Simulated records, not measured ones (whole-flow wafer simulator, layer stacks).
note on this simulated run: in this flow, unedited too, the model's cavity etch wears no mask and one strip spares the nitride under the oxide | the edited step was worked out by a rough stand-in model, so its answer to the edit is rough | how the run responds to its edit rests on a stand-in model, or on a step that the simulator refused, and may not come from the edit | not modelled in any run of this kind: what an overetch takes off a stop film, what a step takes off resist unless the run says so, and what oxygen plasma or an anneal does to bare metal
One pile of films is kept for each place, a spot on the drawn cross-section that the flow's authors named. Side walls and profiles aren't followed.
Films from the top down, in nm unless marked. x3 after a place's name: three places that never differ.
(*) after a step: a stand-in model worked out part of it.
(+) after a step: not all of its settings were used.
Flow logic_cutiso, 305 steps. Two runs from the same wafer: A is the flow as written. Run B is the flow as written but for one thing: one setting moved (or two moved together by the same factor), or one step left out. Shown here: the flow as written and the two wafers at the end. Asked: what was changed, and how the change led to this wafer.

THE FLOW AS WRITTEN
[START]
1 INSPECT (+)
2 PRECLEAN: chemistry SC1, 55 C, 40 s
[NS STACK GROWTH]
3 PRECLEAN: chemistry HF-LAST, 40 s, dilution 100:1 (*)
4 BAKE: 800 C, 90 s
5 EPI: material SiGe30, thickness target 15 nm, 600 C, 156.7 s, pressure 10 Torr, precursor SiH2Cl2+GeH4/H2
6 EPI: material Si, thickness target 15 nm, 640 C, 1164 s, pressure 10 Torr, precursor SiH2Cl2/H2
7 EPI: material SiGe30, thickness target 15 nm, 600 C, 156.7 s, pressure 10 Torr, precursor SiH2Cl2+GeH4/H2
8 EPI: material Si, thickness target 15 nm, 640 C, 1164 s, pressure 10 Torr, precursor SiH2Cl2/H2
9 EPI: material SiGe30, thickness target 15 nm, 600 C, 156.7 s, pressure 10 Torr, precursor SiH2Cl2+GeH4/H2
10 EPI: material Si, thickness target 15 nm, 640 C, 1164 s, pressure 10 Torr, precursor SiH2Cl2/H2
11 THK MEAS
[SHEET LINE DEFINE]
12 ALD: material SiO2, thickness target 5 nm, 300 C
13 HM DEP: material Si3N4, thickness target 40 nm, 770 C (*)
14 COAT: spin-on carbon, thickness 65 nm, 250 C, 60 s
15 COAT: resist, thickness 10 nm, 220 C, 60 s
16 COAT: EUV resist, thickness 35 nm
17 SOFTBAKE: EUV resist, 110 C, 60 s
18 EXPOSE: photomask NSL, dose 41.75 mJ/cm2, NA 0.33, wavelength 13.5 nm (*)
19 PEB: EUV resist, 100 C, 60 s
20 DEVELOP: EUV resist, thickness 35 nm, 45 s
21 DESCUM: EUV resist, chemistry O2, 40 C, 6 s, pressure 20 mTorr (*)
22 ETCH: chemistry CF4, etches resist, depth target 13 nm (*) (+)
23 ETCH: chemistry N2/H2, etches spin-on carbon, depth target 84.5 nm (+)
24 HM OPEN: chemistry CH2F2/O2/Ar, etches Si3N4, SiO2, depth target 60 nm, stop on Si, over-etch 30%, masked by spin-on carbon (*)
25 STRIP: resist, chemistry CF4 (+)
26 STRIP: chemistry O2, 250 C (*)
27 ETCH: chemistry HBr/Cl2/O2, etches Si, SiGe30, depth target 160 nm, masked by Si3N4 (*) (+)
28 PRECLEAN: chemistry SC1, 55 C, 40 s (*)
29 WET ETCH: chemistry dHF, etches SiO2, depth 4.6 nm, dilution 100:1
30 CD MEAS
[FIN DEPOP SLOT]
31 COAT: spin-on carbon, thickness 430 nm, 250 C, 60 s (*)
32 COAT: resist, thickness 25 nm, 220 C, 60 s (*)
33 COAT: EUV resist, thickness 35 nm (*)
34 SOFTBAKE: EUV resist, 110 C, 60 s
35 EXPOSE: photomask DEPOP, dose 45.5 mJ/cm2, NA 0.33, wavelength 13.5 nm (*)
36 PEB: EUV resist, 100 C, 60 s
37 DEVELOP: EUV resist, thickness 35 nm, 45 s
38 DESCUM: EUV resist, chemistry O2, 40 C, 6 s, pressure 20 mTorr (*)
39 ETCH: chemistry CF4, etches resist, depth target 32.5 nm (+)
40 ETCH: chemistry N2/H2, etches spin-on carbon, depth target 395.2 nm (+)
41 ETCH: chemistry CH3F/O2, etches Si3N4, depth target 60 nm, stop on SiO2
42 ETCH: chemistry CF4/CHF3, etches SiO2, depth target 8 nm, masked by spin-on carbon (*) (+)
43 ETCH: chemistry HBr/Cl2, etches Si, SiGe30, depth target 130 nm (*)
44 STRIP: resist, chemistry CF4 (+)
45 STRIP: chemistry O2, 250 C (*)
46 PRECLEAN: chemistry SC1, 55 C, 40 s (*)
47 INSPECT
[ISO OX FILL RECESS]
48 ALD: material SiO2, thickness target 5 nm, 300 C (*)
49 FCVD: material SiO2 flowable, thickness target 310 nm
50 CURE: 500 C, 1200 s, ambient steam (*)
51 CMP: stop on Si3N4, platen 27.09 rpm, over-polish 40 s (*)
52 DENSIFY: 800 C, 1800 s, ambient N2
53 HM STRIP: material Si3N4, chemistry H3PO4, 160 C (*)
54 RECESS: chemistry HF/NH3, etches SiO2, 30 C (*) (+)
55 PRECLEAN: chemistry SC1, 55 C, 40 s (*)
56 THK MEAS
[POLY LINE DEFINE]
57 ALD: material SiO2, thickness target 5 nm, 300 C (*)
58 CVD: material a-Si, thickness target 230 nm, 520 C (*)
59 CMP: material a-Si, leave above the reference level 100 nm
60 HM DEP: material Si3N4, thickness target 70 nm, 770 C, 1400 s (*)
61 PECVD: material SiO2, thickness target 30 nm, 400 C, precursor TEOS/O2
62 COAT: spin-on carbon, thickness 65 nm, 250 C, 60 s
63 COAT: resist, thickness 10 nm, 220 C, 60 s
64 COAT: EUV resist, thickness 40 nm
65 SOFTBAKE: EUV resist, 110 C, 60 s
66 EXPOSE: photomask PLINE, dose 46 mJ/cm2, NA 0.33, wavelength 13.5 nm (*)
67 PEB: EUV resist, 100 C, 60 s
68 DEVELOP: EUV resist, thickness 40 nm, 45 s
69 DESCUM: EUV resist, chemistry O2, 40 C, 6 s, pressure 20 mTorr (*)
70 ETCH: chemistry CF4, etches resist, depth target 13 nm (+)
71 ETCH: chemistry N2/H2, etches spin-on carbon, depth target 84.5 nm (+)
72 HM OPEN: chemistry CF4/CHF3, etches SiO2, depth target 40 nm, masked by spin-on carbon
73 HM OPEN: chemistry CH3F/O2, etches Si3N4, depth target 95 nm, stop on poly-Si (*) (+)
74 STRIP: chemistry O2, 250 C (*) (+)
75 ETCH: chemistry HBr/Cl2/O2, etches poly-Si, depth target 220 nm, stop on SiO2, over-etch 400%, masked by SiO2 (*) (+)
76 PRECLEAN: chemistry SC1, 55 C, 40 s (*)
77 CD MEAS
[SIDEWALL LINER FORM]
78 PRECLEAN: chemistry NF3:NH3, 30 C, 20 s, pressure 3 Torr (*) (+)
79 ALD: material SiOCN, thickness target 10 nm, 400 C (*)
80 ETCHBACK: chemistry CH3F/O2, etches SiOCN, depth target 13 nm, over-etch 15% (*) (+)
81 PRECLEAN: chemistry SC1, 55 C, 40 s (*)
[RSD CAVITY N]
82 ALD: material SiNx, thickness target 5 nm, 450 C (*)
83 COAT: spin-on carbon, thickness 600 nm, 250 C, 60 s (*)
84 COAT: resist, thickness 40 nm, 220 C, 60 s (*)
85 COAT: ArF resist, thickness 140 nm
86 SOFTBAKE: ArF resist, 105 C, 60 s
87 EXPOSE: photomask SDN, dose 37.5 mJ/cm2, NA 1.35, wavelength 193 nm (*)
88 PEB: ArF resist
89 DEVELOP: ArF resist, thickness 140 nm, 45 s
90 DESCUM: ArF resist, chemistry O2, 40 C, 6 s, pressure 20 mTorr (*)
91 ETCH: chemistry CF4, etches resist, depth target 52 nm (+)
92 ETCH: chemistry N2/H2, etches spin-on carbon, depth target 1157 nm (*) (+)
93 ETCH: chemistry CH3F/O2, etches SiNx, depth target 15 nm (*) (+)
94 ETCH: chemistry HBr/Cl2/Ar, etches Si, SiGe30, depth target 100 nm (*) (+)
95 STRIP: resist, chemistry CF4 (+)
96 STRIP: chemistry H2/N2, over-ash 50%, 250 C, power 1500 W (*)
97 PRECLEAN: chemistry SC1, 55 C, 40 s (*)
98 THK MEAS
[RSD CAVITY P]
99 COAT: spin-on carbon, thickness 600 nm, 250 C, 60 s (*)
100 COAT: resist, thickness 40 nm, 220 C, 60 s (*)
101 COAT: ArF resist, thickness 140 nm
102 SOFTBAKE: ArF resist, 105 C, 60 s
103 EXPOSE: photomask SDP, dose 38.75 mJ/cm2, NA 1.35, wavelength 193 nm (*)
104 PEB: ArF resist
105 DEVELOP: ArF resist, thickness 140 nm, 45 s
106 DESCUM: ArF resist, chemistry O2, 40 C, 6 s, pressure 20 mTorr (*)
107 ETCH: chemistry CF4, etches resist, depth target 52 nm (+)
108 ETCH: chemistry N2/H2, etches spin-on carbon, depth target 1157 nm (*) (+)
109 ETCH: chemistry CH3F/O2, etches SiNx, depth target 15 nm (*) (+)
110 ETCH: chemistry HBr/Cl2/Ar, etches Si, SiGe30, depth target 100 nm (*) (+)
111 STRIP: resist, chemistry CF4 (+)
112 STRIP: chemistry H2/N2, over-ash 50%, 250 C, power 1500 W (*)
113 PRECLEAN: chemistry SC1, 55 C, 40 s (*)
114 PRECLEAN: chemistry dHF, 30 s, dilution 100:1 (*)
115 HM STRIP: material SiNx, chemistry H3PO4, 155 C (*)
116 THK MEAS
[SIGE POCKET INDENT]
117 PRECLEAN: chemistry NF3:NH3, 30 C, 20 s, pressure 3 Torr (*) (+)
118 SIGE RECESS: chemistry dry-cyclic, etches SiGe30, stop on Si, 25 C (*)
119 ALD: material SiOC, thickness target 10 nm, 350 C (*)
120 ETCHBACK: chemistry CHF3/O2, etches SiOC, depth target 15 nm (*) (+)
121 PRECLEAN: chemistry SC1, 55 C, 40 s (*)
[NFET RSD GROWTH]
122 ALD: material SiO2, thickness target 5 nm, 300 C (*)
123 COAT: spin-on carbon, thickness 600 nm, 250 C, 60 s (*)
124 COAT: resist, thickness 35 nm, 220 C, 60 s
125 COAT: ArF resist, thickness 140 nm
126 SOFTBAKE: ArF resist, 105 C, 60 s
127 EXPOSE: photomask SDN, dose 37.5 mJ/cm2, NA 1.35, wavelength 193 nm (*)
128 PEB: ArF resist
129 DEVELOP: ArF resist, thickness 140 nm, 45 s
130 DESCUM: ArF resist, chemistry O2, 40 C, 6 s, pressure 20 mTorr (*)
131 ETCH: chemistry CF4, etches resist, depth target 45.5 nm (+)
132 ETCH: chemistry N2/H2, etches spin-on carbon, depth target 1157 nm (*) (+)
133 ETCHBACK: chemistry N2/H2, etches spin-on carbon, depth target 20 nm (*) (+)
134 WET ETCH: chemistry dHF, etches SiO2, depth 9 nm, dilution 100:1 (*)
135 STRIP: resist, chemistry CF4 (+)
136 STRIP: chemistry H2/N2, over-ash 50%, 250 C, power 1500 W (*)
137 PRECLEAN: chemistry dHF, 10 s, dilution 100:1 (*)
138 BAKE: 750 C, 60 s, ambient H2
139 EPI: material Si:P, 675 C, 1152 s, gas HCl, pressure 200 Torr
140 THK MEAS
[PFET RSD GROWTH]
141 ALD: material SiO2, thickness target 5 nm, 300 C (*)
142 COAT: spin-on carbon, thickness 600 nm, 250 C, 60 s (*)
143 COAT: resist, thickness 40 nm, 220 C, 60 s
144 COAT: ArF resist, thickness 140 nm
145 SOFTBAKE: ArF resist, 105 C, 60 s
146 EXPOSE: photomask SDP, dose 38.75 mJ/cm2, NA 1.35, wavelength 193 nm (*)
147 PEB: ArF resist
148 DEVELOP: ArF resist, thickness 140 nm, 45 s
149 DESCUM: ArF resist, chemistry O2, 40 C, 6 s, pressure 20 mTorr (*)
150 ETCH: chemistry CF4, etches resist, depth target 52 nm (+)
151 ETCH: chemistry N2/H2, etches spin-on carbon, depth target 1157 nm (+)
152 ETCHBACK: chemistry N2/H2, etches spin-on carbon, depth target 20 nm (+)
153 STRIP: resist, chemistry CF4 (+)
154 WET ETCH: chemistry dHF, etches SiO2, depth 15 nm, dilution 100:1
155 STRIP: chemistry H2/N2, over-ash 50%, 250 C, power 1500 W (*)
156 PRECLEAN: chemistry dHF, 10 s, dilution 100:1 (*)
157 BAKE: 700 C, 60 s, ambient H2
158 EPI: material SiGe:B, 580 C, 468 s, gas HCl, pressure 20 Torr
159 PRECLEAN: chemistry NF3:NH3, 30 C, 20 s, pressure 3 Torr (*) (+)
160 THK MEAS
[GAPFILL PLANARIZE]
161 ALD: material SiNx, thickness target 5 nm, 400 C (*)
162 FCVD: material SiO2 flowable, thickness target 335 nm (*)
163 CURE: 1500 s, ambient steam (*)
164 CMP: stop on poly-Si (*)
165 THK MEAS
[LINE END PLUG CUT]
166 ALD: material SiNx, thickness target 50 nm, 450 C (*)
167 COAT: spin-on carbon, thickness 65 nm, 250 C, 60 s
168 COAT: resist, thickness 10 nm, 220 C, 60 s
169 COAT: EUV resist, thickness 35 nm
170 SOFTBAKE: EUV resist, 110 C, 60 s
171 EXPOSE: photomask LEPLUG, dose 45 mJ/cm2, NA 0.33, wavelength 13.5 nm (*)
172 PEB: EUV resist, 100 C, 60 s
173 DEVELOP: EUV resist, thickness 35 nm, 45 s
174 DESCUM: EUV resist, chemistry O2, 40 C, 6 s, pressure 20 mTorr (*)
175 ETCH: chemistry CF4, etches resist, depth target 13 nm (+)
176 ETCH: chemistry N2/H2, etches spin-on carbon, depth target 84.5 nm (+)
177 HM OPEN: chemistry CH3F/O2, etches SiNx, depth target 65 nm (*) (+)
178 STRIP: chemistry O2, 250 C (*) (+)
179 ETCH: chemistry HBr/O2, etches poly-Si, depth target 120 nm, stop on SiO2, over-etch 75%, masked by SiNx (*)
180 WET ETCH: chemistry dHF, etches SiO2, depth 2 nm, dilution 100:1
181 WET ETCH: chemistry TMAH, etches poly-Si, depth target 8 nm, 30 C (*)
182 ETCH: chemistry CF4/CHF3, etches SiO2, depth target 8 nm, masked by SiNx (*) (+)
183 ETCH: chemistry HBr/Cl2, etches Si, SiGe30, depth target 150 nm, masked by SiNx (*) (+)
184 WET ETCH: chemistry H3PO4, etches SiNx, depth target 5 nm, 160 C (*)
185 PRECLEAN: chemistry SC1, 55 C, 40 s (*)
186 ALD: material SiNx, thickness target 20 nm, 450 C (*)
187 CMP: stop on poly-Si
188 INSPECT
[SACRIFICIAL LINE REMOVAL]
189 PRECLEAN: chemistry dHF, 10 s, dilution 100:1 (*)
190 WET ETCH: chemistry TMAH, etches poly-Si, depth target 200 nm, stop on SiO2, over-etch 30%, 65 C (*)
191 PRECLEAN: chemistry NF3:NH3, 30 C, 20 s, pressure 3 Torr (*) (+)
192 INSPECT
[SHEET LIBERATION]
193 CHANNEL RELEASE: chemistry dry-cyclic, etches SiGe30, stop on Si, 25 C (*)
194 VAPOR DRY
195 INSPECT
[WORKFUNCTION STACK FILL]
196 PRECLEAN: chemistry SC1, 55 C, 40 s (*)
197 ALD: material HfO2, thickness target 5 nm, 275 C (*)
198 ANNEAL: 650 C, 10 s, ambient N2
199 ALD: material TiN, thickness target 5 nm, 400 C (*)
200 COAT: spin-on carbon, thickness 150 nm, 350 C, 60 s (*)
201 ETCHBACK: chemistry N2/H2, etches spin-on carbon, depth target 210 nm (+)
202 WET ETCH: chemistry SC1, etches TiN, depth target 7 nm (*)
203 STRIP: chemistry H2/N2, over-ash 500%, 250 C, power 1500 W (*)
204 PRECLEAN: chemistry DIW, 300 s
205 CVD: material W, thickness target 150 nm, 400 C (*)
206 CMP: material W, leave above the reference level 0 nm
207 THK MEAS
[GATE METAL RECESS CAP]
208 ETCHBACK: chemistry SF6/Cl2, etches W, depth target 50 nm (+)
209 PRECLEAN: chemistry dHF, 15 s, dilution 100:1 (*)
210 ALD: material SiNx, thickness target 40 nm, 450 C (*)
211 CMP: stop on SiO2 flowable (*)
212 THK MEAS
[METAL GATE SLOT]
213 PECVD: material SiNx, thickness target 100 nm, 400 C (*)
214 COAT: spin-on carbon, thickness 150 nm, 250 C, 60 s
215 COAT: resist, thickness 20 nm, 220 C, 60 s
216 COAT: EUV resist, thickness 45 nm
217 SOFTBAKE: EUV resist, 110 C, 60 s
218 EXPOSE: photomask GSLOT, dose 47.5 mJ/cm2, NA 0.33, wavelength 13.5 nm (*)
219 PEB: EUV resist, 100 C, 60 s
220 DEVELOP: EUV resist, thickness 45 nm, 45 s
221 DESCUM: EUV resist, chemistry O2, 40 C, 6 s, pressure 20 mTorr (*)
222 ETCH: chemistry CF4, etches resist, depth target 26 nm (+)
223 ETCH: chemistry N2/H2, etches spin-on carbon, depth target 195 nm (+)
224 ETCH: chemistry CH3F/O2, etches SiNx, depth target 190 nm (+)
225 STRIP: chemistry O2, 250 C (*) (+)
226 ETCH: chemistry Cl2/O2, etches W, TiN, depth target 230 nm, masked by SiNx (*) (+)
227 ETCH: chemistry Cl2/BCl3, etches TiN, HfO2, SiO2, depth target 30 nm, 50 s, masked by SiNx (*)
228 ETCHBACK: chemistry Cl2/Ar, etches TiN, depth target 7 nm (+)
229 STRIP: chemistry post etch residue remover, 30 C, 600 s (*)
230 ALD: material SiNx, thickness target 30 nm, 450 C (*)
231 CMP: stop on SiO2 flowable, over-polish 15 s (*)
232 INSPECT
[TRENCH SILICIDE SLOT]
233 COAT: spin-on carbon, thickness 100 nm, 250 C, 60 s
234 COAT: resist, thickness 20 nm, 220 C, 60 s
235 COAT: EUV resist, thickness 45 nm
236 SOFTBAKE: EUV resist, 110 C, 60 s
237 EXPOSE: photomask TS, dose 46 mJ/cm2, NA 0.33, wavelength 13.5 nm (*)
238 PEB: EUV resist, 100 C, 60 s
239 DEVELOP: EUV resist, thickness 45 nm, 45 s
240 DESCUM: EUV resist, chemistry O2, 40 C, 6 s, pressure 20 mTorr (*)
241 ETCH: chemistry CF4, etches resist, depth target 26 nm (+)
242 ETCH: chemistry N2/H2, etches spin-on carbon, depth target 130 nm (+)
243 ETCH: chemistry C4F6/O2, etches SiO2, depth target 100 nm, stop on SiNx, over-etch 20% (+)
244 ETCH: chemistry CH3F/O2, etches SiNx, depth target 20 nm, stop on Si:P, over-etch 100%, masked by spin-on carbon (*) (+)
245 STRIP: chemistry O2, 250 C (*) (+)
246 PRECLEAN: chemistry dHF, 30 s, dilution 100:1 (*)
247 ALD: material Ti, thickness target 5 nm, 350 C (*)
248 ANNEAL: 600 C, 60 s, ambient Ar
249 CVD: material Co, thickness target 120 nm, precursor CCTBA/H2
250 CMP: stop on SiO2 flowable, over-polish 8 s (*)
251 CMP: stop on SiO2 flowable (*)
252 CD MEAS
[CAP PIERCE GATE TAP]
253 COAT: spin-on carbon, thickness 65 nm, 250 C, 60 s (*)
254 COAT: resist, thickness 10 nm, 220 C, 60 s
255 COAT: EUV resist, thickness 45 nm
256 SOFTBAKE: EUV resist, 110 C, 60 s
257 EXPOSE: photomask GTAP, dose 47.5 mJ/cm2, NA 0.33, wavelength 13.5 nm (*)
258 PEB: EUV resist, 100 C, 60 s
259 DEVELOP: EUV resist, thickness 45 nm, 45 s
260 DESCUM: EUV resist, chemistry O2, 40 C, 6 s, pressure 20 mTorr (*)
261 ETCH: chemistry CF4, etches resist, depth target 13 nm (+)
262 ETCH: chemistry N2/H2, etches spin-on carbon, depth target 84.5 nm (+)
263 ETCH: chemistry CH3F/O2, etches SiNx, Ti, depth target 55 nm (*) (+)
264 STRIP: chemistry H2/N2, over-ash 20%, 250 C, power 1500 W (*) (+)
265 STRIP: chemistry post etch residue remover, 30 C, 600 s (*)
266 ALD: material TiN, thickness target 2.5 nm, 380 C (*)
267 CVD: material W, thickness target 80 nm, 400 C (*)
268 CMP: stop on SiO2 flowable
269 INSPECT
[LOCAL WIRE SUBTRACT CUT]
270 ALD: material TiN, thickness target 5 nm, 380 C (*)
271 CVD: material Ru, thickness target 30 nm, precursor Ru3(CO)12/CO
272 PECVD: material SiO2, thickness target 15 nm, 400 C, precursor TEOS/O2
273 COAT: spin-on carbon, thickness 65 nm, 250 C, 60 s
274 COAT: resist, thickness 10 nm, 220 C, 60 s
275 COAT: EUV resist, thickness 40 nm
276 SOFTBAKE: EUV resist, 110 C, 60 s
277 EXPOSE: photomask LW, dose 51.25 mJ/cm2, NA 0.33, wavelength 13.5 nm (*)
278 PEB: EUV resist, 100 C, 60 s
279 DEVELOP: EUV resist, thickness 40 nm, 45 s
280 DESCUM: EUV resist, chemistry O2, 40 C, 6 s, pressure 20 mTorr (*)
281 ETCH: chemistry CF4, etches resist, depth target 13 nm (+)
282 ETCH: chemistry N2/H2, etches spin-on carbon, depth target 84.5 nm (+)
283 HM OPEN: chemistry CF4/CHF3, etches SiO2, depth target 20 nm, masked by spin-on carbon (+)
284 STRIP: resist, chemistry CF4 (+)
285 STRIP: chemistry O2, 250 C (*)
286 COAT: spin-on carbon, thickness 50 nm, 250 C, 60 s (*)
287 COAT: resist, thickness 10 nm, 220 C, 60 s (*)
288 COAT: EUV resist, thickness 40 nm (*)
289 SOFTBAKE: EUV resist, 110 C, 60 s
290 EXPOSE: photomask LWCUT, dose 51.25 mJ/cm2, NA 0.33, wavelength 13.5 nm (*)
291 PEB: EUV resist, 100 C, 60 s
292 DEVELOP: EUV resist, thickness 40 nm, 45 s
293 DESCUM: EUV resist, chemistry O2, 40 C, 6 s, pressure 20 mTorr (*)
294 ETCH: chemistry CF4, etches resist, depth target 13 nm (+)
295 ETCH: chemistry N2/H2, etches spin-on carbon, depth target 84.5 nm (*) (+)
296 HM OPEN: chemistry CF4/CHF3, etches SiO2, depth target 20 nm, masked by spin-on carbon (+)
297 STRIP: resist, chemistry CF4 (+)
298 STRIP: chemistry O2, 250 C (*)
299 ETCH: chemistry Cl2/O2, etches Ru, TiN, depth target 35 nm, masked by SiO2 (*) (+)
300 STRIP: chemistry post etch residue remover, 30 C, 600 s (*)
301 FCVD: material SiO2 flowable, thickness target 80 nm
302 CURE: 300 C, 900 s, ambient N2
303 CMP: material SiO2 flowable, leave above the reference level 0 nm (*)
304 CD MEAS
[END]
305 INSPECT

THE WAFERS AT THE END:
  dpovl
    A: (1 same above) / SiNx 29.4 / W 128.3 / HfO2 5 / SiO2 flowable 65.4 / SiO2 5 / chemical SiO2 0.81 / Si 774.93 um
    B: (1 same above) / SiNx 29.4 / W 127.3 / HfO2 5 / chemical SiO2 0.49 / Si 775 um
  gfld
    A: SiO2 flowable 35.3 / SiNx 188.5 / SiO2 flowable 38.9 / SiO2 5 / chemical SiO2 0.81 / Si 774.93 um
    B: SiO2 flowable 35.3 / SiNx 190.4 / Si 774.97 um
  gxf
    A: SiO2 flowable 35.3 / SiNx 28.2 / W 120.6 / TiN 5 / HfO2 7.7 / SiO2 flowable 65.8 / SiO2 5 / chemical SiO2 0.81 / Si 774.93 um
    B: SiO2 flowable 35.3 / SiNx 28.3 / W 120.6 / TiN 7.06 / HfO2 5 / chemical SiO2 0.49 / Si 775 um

The cause: step 27, ETCH: depth target 88 nm was run, where the flow has depth target 160 nm.

How the change led to this, step by step:
  27 ETCH: chemistry HBr/Cl2/O2, etches Si, SiGe30, depth target 160 nm, masked by Si3N4 (*) (+)
      depop, gl, glp and 12 more: A Si3N4 -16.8 | B Si3N4 -10.3
      gfld, gxf, iso, lnri: A chemical SiO2 -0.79 (all of it), Si -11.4 (all of it), SiGe30 -15 (all of it), Si -15 (all of it), SiGe30 -15 (all of it), Si -15 (all of it), SiGe30 -15 (all of it), Si -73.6 | B chemical SiO2 -0.79 (all of it), Si -11.4 (all of it), SiGe30 -15 (all of it), Si -15 (all of it), SiGe30 -15 (all of it), Si -15 (all of it), SiGe30 -15 (all of it), Si -1.63
      (and at 3 more places)
  31 COAT: spin-on carbon, thickness 430 nm, 250 C, 60 s (*)
      dpovl, nsgap: A spin-on carbon +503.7 (new film) | B spin-on carbon +478.5 (new film)
      gfld, lnri: A spin-on carbon +570.2 (new film) | B spin-on carbon +522.4 (new film)
      (and at 18 more places)
  40 ETCH: chemistry N2/H2, etches spin-on carbon, depth target 395.2 nm (+)
      depop: A spin-on carbon -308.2 (all of it), Si3N4 -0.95 | B spin-on carbon -348.5 (all of it), Si3N4 -0.51
  41 ETCH: chemistry CH3F/O2, etches Si3N4, depth target 60 nm, stop on SiO2
      gfld, gl, glp and 17 more: A resist -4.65 | B resist -6.04
      depop: A Si3N4 -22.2 (all of it), SiO2 -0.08 | B Si3N4 -29.2 (all of it), SiO2 -0.08
      (and at 1 more place)
  42 ETCH: chemistry CF4/CHF3, etches SiO2, depth target 8 nm, masked by spin-on carbon (*) (+)
      gfld: A resist -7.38 | B resist -5.92 (all of it), spin-on carbon -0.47
      gxf: A resist -7.42 (all of it) | B resist -5.7 (all of it), spin-on carbon -0.54
      (and at 18 more places)
  45 STRIP: chemistry O2, 250 C (*)
      glp, tap: A spin-on carbon -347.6 (all of it) | B spin-on carbon -364.2 (all of it)
      gxn, gxp: A spin-on carbon -346.5 (all of it) | B spin-on carbon -363.5 (all of it)
      (and at 17 more places)
  49 FCVD: material SiO2 flowable, thickness target 310 nm
      gl, glp, gxn and 10 more: A SiO2 flowable +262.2 (new film) | B SiO2 flowable +278.5 (new film)
      gfld, gxf, iso, lnri: A SiO2 flowable +453.9 (new film) | B SiO2 flowable +404.7 (new film)
      (and at 5 more places)
  50 CURE: 500 C, 1200 s, ambient steam (*)
      depop: A SiO2 flowable -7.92 | B SiO2 flowable -8.63
      dpovl: A SiO2 flowable -7.92 | B SiO2 flowable -8.62
      (and at 4 more places)
  51 CMP: stop on Si3N4, platen 27.09 rpm, over-polish 40 s (*)
      dpovl, isow: A SiO2 flowable -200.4 | B SiO2 flowable -232.7
      glp, lnrp: A SiO2 flowable -253.9 (all of it), SiO2 -5 (all of it), Si3N4 -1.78 | B SiO2 flowable -269.8 (all of it), SiO2 -5 (all of it), Si3N4 -1.78
      (and at 18 more places)
  52 DENSIFY: 800 C, 1800 s, ambient N2
      gfld, gxf, iso, lnri: A SiO2 flowable -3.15 | B SiO2 flowable -1.69
      dpovl: A SiO2 flowable -2.82 | B SiO2 flowable -1.77
      (and at 1 more place)
  53 HM STRIP: material Si3N4, chemistry H3PO4, 160 C (*)
      gl, glp, gxn and 11 more: A Si3N4 -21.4 (all of it), SiO2 -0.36 | B Si3N4 -27.9 (all of it), SiO2 -0.47
      depop, dpovl, gfld, gxf, iso, isow, lnri, nsgap: A SiO2 flowable -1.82 | B SiO2 flowable -2.38
  54 RECESS: chemistry HF/NH3, etches SiO2, 30 C (*) (+)
      gfld, gxf, iso, lnri: A SiO2 flowable -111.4 | B SiO2 flowable -115.4 (all of it), SiO2 -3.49
      dpovl: A SiO2 flowable -111.5 | B SiO2 flowable -114.7 (all of it), SiO2 -3.89
      (and at 3 more places)
  57 ALD: material SiO2, thickness target 5 nm, 300 C (*)
      dpovl, gfld, gxf, iso, isow, lnri, nsgap: A SiO2 +5 (new film) | B SiO2 +5
  78 PRECLEAN: chemistry NF3:NH3, 30 C, 20 s, pressure 3 Torr (*) (+)
      iso, lnri: A SiO2 -0.41 (all of it), SiO2 flowable -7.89 | B SiO2 -1.87 (all of it), chemical SiO2 -0.8 (all of it)
  80 ETCHBACK: chemistry CH3F/O2, etches SiOCN, depth target 13 nm, over-etch 15% (*) (+)
      iso: A SiOCN -10 (all of it), SiO2 flowable -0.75 | B SiOCN -10 (all of it)
      lnri: A SiOCN +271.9 | B SiOCN +266.2
  117 PRECLEAN: chemistry NF3:NH3, 30 C, 20 s, pressure 3 Torr (*) (+)
      iso: A SiO2 flowable -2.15 | B chemical SiO2 -0.5 (all of it)
  ... 7 more steps ...
  227 ETCH: chemistry Cl2/BCl3, etches TiN, HfO2, SiO2, depth target 30 nm, 50 s, masked by SiNx (*)
      gfld: A HfO2 -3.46 (all of it), SiO2 flowable -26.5 | B HfO2 -3.47 (all of it), chemical SiO2 -0.49 (all of it), Si -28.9
